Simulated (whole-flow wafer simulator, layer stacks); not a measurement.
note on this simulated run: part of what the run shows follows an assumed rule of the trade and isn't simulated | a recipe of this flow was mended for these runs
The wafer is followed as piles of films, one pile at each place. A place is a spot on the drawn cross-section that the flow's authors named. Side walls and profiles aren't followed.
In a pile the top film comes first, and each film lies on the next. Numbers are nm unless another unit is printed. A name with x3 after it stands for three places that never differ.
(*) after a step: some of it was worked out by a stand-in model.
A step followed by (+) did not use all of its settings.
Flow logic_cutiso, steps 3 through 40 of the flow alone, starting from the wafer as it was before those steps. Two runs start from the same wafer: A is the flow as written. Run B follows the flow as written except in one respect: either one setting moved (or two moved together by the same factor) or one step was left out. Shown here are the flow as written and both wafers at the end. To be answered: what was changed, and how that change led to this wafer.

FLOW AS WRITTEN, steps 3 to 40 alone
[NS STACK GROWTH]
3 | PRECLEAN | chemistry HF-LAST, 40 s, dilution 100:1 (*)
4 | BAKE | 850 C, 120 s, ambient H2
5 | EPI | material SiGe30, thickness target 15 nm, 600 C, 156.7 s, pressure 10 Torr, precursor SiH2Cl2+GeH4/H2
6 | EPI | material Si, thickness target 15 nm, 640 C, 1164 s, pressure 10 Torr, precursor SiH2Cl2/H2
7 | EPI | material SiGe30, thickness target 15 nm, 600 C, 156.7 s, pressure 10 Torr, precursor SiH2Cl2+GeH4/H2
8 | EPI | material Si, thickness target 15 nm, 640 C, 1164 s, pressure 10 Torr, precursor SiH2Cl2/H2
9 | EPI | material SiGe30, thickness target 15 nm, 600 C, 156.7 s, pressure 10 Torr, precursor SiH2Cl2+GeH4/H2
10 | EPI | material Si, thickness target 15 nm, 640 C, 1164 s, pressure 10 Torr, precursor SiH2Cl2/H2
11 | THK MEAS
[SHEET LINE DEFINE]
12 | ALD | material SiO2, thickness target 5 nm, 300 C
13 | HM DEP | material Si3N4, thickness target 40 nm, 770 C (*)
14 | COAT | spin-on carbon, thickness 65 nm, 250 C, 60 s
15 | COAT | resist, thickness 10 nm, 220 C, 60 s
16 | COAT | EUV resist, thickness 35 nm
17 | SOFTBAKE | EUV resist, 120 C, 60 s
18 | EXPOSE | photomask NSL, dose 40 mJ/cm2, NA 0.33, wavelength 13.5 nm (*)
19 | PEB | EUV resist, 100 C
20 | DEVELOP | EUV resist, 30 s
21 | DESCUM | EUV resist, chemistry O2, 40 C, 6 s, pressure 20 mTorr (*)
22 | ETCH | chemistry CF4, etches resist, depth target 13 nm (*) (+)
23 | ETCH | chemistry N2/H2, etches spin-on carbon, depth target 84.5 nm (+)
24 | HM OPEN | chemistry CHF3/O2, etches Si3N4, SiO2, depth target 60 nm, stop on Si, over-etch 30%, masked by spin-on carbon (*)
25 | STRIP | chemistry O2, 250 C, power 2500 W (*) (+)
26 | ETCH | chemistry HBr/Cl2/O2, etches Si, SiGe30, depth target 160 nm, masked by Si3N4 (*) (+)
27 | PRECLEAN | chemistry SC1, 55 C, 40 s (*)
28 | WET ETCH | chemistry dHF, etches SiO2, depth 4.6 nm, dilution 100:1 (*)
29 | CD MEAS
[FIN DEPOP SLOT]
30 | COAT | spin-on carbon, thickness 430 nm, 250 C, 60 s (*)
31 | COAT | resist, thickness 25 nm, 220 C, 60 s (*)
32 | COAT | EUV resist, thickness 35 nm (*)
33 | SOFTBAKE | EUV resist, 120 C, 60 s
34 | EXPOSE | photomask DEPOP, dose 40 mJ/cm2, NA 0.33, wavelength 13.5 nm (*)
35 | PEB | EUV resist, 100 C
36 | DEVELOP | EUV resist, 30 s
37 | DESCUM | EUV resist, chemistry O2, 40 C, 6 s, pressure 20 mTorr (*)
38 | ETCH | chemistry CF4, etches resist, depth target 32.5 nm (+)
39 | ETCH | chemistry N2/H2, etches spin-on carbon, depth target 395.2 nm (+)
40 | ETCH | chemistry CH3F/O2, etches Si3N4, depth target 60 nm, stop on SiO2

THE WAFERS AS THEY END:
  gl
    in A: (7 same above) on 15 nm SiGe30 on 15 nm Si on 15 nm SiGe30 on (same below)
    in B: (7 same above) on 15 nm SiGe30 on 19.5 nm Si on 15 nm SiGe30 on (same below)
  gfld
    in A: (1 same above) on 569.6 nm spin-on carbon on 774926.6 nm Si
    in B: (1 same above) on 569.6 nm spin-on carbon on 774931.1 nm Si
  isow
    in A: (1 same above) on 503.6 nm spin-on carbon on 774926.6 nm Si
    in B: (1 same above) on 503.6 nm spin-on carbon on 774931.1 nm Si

What caused this: step 6, EPI: thickness target 19.5 nm was run, whereas the flow has thickness target 15 nm; step 6, EPI: 1514 s was run, where the flow has 1164 s.
One can read it off the wafer: gl has Si 19.5, and step 6 as written asks for 15 nm.

How this came from the change, step by step:
  6 | EPI | material Si, thickness target 15 nm, 640 C, 1164 s, pressure 10 Torr, precursor SiH2Cl2/H2
      depop, dpovl, gfld and 19 more: A Si gains 15 (new film) | B Si gains 19.5 (new film)
  26 | ETCH | chemistry HBr/Cl2/O2, etches Si, SiGe30, depth target 160 nm, masked by Si3N4 (*) (+)
      dpovl, gfld, gxf, iso, isow, lnri, nsgap: A chemical SiO2 loses 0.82 (all of it), Si loses 12 (all of it), SiGe30 loses 15 (all of it), Si loses 15 (all of it), SiGe30 loses 15 (all of it), Si loses 15 (all of it), SiGe30 loses 15 (all of it), Si loses 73 | B chemical SiO2 loses 0.82 (all of it), Si loses 12 (all of it), SiGe30 loses 15 (all of it), Si loses 15 (all of it), SiGe30 loses 15 (all of it), Si loses 19.5 (all of it), SiGe30 loses 15 (all of it), Si loses 68.5
